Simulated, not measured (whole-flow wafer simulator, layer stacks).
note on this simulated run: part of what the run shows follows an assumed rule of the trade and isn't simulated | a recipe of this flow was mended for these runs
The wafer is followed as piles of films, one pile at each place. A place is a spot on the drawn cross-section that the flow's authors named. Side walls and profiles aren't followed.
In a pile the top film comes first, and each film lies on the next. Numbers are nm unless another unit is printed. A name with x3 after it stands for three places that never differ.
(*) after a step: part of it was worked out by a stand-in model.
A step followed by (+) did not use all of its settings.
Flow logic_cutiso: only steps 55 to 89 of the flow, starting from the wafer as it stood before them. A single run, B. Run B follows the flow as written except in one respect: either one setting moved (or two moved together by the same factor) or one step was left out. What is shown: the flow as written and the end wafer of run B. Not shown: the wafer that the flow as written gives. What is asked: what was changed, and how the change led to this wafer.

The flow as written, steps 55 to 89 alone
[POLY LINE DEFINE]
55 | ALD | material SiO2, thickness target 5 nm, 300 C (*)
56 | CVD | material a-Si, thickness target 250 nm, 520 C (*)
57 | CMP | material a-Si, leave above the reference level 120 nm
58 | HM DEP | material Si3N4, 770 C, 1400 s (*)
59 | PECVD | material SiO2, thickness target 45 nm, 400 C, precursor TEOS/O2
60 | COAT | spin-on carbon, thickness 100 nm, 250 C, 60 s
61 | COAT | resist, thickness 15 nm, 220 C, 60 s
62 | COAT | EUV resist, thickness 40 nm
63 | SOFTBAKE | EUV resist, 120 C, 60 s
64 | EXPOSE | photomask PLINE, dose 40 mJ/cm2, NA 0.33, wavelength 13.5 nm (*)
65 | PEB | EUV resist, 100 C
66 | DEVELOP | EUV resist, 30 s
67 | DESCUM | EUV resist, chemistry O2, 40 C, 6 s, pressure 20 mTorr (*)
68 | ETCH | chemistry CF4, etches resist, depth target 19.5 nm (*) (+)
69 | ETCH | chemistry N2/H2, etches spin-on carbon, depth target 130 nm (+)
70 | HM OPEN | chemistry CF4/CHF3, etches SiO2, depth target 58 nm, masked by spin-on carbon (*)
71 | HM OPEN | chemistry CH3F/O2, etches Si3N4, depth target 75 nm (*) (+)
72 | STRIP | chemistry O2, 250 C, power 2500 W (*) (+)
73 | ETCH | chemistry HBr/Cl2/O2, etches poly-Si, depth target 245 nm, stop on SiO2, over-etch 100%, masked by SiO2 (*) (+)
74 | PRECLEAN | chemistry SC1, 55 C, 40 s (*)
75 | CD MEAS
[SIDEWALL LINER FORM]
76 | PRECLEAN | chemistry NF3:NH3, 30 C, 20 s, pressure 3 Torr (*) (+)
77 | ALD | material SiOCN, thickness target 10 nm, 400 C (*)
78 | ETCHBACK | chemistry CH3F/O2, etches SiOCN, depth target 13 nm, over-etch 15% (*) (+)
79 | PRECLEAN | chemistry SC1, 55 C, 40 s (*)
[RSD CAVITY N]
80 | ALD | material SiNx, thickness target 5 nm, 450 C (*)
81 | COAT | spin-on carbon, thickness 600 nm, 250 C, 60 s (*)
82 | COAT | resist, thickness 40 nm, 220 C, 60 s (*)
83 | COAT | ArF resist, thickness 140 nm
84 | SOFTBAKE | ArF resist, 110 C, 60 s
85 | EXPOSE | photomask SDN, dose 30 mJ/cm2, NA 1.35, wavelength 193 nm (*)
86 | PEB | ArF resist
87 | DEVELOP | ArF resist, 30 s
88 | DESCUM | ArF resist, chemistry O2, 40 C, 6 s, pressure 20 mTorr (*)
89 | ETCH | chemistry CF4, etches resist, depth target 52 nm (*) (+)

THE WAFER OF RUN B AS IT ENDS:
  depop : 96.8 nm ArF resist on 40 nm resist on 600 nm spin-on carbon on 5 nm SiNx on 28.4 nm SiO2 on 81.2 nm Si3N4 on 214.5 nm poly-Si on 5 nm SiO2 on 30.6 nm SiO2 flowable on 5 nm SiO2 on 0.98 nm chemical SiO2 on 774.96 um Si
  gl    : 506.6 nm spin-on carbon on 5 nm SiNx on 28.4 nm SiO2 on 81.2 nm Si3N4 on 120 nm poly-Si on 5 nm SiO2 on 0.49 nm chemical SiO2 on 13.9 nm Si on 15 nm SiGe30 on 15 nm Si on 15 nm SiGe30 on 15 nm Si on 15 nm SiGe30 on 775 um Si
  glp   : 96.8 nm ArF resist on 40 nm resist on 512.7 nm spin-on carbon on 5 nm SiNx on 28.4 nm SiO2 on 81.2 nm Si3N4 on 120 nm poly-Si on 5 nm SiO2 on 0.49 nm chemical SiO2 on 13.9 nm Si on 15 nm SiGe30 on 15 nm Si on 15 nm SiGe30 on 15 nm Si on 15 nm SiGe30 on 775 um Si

The reason: step 58, HM DEP: 1624 s was run, while the flow as written has 1400 s.

The path from the change to this, step by step:
  58 | HM DEP | material Si3N4, 770 C, 1400 s (*)
      gl, glp, gxn and 11 more: +81.2 Si3N4 (new film), +120 poly-Si (new film), -120 a-Si (all of it) (in the flow as written it would be: +70 Si3N4 (new film), +120 poly-Si (new film), -120 a-Si (all of it))
      depop, dpovl x3, gfld, gxf, iso, lnri: +81.2 Si3N4 (new film), +214.5 poly-Si (new film), -214.5 a-Si (all of it) (in the flow as written it would be: +70 Si3N4 (new film), +214.5 poly-Si (new film), -214.5 a-Si (all of it))
  71 | HM OPEN | chemistry CH3F/O2, etches Si3N4, depth target 75 nm (*) (+)
      iso, lnr, lnri and 6 more: -66.4 Si3N4 (all of it), -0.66 poly-Si (in the flow as written it would be: -55.2 Si3N4 (all of it), -1.52 poly-Si)
